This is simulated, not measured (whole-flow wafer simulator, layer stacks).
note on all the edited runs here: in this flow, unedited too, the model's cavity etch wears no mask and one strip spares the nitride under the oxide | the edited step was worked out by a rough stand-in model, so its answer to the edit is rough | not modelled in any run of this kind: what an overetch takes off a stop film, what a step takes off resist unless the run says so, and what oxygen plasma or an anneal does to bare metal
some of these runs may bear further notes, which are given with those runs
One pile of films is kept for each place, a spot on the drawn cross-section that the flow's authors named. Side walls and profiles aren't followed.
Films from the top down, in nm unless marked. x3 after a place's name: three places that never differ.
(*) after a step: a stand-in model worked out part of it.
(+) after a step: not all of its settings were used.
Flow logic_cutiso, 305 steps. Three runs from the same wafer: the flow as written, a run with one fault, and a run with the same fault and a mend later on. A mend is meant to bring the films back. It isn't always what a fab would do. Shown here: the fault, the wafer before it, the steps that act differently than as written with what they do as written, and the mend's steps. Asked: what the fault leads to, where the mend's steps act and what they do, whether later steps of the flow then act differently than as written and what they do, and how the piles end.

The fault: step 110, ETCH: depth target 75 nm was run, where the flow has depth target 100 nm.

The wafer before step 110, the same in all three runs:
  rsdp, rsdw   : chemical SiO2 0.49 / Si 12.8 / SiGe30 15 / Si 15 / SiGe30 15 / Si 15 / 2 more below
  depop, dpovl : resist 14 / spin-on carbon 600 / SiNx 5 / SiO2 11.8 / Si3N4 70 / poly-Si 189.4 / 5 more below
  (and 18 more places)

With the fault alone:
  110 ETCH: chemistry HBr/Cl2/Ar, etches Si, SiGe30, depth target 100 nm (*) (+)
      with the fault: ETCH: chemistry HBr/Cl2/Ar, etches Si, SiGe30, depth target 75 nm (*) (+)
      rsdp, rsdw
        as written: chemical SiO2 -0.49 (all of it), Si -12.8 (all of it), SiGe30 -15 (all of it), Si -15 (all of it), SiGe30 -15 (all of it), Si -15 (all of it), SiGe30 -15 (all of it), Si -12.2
        with the fault: chemical SiO2 -0.49 (all of it), Si -12.8 (all of it), SiGe30 -15 (all of it), Si -15 (all of it), SiGe30 -15 (all of it), Si -15 (all of it), SiGe30 -2.17
  Later steps of the flow that act differently than as written (14 more steps differ only slightly, by at most 2% or 0.5 nm, whichever is larger, and aren't shown):
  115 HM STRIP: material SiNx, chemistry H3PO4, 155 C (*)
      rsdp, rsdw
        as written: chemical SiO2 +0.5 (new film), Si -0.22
        with the fault: chemical SiO2 +0.5 (new film), SiGe30 -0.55
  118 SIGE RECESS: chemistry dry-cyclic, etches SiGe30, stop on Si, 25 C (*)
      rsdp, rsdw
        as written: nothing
        with the fault: SiGe30 -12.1 (all of it)
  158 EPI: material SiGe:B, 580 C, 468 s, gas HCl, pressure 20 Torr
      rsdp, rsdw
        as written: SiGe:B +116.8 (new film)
        with the fault: SiGe:B +104.2 (new film)
  At the end the piles differ from the flow's by more than 2% or 0.5 nm, whichever is larger, at rsdp, rsdw.
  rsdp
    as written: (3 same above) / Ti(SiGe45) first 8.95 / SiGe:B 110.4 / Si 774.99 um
    with the fault: (3 same above) / Ti(SiGe45) first 8.95 / SiGe:B 97.7 / Si 775 um
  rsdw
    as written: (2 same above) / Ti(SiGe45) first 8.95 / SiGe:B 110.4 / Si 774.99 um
    with the fault: (2 same above) / Ti(SiGe45) first 8.95 / SiGe:B 97.7 / Si 775 um

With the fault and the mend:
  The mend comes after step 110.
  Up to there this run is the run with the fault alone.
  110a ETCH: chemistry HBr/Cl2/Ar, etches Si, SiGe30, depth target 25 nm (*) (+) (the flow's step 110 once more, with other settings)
      rsdp, rsdw
        SiGe30 -12.8 (all of it), Si -12.2
  No later step of the flow acts differently than as written at any place that is followed.
  At the end the piles are the same as the flow's at every place that both follow.
